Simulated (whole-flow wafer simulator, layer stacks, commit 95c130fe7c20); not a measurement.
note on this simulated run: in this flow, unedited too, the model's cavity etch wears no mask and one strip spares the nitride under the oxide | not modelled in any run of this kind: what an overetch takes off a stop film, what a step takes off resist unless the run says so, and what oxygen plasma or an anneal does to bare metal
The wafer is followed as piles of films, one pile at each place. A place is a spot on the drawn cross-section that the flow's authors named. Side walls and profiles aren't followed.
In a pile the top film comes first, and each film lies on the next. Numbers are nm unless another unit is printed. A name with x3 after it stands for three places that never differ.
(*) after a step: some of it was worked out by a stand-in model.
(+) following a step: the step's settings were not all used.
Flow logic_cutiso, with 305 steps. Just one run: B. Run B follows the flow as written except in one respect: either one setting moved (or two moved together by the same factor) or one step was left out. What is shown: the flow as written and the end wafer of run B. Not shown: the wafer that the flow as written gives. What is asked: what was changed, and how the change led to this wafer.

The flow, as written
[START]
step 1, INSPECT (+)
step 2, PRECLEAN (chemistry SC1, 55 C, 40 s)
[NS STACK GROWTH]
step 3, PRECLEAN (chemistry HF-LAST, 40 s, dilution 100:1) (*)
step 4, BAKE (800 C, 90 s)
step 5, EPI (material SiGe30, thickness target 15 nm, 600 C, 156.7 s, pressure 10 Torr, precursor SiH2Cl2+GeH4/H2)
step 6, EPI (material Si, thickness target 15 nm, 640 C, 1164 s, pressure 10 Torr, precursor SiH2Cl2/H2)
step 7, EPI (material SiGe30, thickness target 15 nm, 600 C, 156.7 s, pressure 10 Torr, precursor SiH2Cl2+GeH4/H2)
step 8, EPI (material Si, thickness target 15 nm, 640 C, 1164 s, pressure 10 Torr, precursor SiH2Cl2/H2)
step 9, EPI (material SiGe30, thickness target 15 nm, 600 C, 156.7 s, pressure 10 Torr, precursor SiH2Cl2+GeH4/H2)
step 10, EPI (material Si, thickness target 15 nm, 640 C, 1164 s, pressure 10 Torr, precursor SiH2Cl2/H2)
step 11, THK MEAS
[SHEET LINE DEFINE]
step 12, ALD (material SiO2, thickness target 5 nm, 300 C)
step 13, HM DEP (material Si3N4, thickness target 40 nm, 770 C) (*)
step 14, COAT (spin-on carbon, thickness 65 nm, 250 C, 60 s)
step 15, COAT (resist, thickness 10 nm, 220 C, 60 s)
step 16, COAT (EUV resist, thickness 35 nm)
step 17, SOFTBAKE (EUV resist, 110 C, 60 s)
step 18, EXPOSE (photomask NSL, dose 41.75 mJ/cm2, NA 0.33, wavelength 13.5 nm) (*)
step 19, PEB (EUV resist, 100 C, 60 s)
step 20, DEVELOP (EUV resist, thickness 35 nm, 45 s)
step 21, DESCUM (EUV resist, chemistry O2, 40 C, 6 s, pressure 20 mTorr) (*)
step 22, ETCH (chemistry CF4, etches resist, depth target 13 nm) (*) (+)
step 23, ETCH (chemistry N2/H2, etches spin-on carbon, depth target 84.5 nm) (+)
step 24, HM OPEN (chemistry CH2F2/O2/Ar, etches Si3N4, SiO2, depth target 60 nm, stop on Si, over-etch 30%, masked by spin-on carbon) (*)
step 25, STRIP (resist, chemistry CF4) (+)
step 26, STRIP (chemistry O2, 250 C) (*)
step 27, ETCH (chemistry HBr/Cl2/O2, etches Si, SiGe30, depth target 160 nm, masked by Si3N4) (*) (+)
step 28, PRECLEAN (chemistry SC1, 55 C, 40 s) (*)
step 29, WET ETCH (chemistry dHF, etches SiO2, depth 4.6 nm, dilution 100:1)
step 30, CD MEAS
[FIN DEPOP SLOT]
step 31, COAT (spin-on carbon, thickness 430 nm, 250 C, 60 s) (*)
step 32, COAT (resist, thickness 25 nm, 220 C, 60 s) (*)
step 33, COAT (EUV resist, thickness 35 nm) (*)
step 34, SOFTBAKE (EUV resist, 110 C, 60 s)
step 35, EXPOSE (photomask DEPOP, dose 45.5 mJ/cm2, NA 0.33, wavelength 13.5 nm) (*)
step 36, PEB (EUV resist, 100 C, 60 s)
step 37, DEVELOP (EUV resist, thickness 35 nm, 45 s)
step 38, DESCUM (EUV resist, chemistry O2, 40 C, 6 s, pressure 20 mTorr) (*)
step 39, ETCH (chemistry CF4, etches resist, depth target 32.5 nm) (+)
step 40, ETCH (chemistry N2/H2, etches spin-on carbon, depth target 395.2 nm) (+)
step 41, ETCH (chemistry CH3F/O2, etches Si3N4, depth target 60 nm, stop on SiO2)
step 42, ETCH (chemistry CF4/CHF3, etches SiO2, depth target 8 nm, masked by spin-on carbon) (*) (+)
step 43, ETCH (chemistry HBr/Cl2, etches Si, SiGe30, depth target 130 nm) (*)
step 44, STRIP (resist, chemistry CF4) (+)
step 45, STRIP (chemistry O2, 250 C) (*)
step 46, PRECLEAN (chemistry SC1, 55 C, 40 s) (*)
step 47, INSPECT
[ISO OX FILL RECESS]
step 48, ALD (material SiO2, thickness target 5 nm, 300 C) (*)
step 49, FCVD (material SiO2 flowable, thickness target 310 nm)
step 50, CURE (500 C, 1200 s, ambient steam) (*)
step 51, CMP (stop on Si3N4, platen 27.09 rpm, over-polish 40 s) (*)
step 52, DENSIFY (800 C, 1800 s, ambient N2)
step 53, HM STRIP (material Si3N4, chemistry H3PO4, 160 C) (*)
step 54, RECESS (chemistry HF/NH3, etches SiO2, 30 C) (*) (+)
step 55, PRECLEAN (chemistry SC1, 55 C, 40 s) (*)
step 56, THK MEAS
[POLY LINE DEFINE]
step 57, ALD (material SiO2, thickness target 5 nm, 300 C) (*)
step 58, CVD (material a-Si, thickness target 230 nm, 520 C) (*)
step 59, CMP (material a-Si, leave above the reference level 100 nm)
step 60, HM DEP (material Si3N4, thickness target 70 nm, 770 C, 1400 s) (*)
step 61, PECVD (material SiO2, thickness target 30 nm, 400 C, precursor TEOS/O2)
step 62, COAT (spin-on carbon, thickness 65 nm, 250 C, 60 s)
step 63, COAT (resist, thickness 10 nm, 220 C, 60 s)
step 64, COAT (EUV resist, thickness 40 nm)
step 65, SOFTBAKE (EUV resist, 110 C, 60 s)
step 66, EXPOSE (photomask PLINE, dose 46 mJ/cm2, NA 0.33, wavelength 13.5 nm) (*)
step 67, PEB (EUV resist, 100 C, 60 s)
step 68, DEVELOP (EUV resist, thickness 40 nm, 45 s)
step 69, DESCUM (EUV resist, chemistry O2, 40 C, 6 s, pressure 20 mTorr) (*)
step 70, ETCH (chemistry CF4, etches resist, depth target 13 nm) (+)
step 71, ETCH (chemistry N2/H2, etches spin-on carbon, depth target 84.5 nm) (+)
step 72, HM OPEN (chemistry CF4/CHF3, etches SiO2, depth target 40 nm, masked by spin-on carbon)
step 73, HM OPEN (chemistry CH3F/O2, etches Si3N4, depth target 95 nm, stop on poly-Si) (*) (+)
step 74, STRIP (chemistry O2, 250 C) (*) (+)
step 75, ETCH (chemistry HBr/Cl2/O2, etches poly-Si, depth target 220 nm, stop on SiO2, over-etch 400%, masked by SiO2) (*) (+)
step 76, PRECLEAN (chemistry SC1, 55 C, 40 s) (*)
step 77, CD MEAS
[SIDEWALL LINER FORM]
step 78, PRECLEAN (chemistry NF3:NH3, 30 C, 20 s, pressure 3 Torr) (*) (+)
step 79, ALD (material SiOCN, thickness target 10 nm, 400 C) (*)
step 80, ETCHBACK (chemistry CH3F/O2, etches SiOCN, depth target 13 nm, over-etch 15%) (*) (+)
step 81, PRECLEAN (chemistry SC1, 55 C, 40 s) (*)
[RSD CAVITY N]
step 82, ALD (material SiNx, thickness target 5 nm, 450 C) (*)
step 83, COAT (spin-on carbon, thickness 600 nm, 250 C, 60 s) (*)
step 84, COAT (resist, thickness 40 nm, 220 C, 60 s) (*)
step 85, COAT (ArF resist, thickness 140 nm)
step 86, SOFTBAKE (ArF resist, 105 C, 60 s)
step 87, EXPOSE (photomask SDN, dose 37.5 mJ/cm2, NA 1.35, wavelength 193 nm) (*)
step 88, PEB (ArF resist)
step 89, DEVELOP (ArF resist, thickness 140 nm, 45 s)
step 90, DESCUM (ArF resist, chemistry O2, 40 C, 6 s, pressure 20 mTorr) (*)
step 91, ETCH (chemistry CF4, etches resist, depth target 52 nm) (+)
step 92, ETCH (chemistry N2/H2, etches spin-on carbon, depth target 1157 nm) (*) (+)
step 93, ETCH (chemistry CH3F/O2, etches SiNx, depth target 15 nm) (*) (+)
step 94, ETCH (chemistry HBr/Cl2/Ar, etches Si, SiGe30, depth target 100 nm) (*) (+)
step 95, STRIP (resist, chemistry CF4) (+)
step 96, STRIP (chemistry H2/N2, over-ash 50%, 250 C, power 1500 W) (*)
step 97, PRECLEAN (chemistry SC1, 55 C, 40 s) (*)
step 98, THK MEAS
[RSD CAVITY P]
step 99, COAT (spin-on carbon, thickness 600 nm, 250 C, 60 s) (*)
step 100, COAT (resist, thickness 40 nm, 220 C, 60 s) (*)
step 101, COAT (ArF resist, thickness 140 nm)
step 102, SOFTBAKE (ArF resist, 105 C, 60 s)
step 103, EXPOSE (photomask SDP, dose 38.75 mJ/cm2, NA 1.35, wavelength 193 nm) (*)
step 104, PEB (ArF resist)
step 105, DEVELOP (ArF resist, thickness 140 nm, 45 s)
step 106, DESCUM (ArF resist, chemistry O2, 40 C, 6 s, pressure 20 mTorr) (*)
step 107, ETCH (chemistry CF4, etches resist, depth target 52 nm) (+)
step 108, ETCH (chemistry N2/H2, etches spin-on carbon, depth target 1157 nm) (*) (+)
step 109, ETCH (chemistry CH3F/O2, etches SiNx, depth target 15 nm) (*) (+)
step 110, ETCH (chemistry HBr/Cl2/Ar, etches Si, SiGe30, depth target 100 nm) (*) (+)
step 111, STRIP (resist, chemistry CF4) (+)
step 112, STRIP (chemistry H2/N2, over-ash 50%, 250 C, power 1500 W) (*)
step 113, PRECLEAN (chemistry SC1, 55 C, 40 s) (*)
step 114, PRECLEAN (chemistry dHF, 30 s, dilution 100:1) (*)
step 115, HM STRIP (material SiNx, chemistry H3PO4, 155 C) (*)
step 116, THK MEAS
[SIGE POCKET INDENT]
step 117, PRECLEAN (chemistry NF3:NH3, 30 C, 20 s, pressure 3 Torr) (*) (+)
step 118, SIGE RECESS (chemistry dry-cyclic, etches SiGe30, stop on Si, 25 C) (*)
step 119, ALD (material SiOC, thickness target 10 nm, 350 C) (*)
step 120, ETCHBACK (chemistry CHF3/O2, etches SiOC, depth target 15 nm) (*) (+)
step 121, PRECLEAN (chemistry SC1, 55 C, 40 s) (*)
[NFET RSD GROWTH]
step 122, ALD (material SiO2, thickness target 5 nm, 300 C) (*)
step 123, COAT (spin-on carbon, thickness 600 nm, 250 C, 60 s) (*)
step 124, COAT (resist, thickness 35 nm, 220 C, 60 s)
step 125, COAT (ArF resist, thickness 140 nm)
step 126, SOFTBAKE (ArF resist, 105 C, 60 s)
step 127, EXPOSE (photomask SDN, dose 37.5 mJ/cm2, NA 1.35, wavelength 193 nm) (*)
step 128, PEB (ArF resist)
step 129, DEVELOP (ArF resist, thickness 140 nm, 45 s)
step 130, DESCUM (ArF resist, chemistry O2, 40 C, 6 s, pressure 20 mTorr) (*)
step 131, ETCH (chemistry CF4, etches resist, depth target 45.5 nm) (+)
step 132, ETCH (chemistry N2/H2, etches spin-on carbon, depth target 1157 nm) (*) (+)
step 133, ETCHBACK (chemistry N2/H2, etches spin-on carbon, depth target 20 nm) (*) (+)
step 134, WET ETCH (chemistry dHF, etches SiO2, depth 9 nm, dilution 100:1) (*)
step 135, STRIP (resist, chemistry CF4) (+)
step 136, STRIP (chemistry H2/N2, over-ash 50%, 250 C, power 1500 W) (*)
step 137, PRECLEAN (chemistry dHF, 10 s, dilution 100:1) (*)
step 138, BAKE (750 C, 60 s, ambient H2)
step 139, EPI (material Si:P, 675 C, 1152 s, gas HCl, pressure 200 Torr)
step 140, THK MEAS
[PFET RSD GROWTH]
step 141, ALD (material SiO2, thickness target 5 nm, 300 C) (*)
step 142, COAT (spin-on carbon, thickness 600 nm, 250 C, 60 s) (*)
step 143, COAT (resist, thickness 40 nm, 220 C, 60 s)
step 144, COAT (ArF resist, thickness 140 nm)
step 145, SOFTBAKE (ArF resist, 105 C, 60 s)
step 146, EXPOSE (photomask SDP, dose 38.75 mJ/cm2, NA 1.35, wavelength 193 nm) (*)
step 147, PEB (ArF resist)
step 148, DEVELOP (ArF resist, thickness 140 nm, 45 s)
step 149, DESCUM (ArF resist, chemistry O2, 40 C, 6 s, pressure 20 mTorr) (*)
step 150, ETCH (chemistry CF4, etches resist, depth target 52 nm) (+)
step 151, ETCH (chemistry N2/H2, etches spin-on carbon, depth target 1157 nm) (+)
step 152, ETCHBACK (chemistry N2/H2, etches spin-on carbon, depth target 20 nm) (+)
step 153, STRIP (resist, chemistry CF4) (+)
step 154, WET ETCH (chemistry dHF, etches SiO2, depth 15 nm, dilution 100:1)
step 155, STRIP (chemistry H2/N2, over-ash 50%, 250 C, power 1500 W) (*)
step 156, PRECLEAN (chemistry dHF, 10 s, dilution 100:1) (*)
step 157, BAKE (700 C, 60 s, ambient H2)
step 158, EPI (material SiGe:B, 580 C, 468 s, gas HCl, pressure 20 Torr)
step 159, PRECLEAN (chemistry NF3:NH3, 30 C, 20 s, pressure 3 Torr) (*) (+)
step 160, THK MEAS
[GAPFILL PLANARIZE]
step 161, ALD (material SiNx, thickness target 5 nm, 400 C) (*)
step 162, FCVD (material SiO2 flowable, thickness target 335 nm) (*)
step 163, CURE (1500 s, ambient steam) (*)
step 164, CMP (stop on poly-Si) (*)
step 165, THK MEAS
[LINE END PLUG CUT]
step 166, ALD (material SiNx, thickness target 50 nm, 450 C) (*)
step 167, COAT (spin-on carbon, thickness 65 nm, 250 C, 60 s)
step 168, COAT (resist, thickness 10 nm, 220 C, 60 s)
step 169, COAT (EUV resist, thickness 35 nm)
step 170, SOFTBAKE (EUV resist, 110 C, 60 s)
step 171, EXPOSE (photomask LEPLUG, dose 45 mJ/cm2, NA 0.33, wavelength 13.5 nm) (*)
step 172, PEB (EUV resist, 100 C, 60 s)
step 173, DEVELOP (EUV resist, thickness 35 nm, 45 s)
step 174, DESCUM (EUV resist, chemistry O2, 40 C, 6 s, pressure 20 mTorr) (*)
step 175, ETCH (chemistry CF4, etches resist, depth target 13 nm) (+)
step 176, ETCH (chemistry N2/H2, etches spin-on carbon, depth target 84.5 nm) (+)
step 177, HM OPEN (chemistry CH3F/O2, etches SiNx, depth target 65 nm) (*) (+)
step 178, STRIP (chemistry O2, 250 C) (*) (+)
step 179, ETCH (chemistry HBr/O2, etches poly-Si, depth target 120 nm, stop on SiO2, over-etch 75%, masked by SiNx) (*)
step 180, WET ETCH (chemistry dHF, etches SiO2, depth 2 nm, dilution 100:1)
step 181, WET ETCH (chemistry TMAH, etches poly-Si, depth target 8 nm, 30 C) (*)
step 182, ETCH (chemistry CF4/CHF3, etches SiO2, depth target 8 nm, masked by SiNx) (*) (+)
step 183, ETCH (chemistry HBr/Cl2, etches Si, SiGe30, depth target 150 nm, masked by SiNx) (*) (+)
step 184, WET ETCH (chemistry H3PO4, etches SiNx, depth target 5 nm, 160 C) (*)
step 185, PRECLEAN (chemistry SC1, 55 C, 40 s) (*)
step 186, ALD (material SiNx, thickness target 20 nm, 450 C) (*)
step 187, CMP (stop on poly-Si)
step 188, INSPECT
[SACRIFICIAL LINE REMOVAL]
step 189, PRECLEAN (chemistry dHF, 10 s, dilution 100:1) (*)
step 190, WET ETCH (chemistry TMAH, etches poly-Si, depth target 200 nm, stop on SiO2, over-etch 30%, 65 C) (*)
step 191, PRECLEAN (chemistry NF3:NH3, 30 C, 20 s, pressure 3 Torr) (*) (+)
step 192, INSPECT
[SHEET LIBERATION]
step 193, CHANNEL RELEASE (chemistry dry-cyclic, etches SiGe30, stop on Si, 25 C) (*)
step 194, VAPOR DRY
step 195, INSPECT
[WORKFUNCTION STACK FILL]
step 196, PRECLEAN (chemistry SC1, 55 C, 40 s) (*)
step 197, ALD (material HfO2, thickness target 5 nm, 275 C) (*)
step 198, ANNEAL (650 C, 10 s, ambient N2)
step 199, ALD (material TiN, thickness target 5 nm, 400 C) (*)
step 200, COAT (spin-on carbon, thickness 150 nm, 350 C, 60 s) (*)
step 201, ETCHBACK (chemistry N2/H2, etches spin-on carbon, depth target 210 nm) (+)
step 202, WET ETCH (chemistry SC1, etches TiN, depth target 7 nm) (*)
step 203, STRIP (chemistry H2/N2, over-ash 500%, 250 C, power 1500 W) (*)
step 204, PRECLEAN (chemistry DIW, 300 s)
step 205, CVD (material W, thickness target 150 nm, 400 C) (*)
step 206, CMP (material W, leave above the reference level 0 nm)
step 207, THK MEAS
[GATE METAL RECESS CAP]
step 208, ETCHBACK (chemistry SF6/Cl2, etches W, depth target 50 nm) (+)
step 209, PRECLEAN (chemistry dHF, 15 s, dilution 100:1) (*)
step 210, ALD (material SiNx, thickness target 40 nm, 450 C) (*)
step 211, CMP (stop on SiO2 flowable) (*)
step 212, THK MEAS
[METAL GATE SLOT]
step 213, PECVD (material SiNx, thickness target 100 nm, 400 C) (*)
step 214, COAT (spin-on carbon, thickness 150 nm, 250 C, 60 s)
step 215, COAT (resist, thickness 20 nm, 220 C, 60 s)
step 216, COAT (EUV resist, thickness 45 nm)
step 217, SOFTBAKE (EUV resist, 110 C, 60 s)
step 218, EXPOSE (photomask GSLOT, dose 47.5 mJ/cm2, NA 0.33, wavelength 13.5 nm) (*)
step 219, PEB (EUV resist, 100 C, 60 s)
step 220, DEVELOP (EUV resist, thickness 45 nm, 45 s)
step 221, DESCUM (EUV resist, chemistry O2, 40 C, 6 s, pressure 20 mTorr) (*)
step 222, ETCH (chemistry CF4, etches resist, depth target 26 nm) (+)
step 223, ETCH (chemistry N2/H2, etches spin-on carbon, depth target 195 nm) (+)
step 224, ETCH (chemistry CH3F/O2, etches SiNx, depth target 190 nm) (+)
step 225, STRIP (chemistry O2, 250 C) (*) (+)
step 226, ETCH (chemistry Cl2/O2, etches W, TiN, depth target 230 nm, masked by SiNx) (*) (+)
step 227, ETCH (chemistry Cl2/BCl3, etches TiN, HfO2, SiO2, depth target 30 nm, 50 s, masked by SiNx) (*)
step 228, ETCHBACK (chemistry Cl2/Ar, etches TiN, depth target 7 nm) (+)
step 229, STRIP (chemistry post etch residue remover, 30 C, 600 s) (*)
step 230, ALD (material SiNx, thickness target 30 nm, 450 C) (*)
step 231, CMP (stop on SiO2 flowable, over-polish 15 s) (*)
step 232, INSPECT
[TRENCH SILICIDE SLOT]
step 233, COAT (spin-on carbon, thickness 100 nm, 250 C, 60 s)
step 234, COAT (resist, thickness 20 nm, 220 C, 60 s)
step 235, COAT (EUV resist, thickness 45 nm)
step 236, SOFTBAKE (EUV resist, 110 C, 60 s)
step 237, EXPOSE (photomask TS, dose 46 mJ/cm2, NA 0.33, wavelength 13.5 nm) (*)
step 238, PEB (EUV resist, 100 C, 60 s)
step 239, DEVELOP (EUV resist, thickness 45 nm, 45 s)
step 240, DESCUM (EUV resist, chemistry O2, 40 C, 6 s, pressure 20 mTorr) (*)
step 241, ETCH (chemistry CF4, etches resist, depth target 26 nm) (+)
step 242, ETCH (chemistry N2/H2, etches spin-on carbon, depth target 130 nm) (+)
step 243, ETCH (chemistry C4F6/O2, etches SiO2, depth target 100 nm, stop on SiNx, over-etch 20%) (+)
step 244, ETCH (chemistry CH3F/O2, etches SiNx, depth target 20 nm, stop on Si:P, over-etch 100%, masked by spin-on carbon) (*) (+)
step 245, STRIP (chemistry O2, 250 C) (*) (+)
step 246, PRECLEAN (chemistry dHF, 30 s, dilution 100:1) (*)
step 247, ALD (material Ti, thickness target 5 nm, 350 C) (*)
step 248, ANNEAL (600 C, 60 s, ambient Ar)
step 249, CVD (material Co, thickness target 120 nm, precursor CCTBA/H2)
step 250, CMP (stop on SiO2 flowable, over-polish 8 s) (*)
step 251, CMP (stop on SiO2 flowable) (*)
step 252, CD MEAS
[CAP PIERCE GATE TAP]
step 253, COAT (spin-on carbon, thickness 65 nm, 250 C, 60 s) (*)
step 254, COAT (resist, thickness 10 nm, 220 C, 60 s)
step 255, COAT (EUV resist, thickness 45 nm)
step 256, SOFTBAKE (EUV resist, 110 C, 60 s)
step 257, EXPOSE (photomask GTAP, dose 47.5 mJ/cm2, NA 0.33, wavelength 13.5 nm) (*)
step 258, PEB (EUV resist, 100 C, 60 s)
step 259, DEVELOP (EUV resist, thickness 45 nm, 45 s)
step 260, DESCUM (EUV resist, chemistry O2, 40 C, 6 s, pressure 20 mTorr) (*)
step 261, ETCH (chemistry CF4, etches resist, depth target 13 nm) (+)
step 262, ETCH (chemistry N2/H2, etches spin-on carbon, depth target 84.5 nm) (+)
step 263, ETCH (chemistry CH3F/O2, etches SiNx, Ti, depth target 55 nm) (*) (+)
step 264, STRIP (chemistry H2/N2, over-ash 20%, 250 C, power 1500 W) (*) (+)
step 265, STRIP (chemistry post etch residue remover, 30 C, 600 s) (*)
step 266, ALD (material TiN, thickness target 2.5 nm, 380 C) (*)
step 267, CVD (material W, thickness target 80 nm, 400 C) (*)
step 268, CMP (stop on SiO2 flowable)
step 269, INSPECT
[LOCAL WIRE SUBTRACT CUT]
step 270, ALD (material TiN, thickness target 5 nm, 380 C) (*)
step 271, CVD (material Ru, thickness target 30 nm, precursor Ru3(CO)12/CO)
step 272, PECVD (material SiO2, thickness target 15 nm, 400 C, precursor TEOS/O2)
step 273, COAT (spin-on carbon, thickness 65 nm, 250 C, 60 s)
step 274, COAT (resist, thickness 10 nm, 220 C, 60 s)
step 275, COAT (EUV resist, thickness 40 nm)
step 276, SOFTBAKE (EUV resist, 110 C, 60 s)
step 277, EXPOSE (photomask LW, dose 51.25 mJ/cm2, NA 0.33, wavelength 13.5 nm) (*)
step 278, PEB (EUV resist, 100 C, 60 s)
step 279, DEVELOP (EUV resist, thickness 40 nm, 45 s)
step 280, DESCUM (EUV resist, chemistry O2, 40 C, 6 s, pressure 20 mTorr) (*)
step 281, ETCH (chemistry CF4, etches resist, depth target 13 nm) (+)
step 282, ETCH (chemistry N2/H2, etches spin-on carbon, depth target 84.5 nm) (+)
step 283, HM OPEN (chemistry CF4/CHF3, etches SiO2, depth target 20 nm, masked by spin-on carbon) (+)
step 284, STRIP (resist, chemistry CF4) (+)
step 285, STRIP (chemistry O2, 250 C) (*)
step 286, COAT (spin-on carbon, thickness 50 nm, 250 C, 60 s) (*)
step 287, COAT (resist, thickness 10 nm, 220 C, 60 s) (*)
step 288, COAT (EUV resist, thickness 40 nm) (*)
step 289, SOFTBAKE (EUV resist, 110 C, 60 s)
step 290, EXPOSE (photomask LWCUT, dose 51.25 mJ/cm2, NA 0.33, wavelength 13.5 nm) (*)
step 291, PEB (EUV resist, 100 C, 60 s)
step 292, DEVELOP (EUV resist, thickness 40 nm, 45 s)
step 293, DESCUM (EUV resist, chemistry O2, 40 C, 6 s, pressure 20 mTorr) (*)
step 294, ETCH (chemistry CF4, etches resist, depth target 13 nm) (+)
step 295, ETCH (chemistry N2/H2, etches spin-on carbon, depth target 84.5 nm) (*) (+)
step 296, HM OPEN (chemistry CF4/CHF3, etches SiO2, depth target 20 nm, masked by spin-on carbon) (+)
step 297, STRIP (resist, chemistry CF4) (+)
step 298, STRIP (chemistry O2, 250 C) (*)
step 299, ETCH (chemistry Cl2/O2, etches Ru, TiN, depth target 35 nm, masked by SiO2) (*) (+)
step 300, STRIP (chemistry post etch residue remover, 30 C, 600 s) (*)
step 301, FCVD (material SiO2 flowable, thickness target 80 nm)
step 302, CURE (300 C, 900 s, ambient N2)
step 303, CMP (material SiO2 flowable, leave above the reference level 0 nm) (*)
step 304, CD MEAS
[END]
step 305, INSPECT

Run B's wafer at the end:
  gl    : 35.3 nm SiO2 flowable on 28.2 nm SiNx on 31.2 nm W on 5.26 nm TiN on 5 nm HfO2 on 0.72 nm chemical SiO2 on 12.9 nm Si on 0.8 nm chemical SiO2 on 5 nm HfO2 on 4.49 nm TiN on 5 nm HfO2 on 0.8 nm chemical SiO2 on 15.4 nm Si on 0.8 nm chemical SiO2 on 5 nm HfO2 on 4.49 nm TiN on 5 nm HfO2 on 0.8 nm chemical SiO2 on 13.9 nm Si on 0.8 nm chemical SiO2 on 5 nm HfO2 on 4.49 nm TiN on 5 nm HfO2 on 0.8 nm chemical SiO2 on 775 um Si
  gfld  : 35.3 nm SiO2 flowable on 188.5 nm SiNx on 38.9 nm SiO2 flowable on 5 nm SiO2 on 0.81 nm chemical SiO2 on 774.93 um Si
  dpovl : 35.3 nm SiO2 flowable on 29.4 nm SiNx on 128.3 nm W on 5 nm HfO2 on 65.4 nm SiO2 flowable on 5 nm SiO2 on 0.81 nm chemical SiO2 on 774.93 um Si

The reason: step 8, EPI: thickness target 16.5 nm was run, while the flow as written has thickness target 15 nm; step 8, EPI: 1281 s was run, where the flow has 1164 s.

How this came from the change, step by step:
  step 8, EPI (material Si, thickness target 15 nm, 640 C, 1164 s, pressure 10 Torr, precursor SiH2Cl2/H2)
      depop, dpovl, gfld and 19 more: Si gains 16.5 (new film) (in the flow as written it would be: Si gains 15 (new film))
  step 27, ETCH (chemistry HBr/Cl2/O2, etches Si, SiGe30, depth target 160 nm, masked by Si3N4) (*) (+)
      gfld, gxf, iso, lnri: chemical SiO2 loses 0.79 (all of it), Si loses 11.4 (all of it), SiGe30 loses 15 (all of it), Si loses 16.5 (all of it), SiGe30 loses 15 (all of it), Si loses 15 (all of it), SiGe30 loses 15 (all of it), Si loses 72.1 (in the flow as written it would be: chemical SiO2 loses 0.79 (all of it), Si loses 11.4 (all of it), SiGe30 loses 15 (all of it), Si loses 15 (all of it), SiGe30 loses 15 (all of it), Si loses 15 (all of it), SiGe30 loses 15 (all of it), Si loses 73.6)
      dpovl, nsgap: chemical SiO2 loses 0.79 (all of it), Si loses 11.8 (all of it), SiGe30 loses 15 (all of it), Si loses 16.5 (all of it), SiGe30 loses 15 (all of it), Si loses 15 (all of it), SiGe30 loses 15 (all of it), Si loses 71.7 (in the flow as written it would be: chemical SiO2 loses 0.79 (all of it), Si loses 11.8 (all of it), SiGe30 loses 15 (all of it), Si loses 15 (all of it), SiGe30 loses 15 (all of it), Si loses 15 (all of it), SiGe30 loses 15 (all of it), Si loses 73.2)
      (as well as at 1 more place)
  step 43, ETCH (chemistry HBr/Cl2, etches Si, SiGe30, depth target 130 nm) (*)
      depop: Si loses 14 (all of it), SiGe30 loses 15 (all of it), Si loses 16.5 (all of it), SiGe30 loses 15 (all of it), Si loses 15 (all of it), SiGe30 loses 15 (all of it), Si loses 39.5 (in the flow as written it would be: Si loses 14 (all of it), SiGe30 loses 15 (all of it), Si loses 15 (all of it), SiGe30 loses 15 (all of it), Si loses 15 (all of it), SiGe30 loses 15 (all of it), Si loses 41)
  step 94, ETCH (chemistry HBr/Cl2/Ar, etches Si, SiGe30, depth target 100 nm) (*) (+)
      rsdn, rsdx: chemical SiO2 loses 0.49 (all of it), Si loses 12.8 (all of it), SiGe30 loses 15 (all of it), Si loses 16.5 (all of it), SiGe30 loses 15 (all of it), Si loses 15 (all of it), SiGe30 loses 15 (all of it), Si loses 10.7 (in the flow as written it would be: chemical SiO2 loses 0.49 (all of it), Si loses 12.8 (all of it), SiGe30 loses 15 (all of it), Si loses 15 (all of it), SiGe30 loses 15 (all of it), Si loses 15 (all of it), SiGe30 loses 15 (all of it), Si loses 12.2)
  step 110, ETCH (chemistry HBr/Cl2/Ar, etches Si, SiGe30, depth target 100 nm) (*) (+)
      rsdp, rsdw: chemical SiO2 loses 0.49 (all of it), Si loses 12.8 (all of it), SiGe30 loses 15 (all of it), Si loses 16.5 (all of it), SiGe30 loses 15 (all of it), Si loses 15 (all of it), SiGe30 loses 15 (all of it), Si loses 10.7 (in the flow as written it would be: chemical SiO2 loses 0.49 (all of it), Si loses 12.8 (all of it), SiGe30 loses 15 (all of it), Si loses 15 (all of it), SiGe30 loses 15 (all of it), Si loses 15 (all of it), SiGe30 loses 15 (all of it), Si loses 12.2)
  step 183, ETCH (chemistry HBr/Cl2, etches Si, SiGe30, depth target 150 nm, masked by SiNx) (*) (+)
      plug: Si loses 13.6 (all of it), SiGe30 loses 15 (all of it), Si loses 16.5 (all of it), SiGe30 loses 15 (all of it), Si loses 15 (all of it), SiGe30 loses 15 (all of it), Si loses 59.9 (in the flow as written it would be: Si loses 13.6 (all of it), SiGe30 loses 15 (all of it), Si loses 15 (all of it), SiGe30 loses 15 (all of it), Si loses 15 (all of it), SiGe30 loses 15 (all of it), Si loses 61.4)
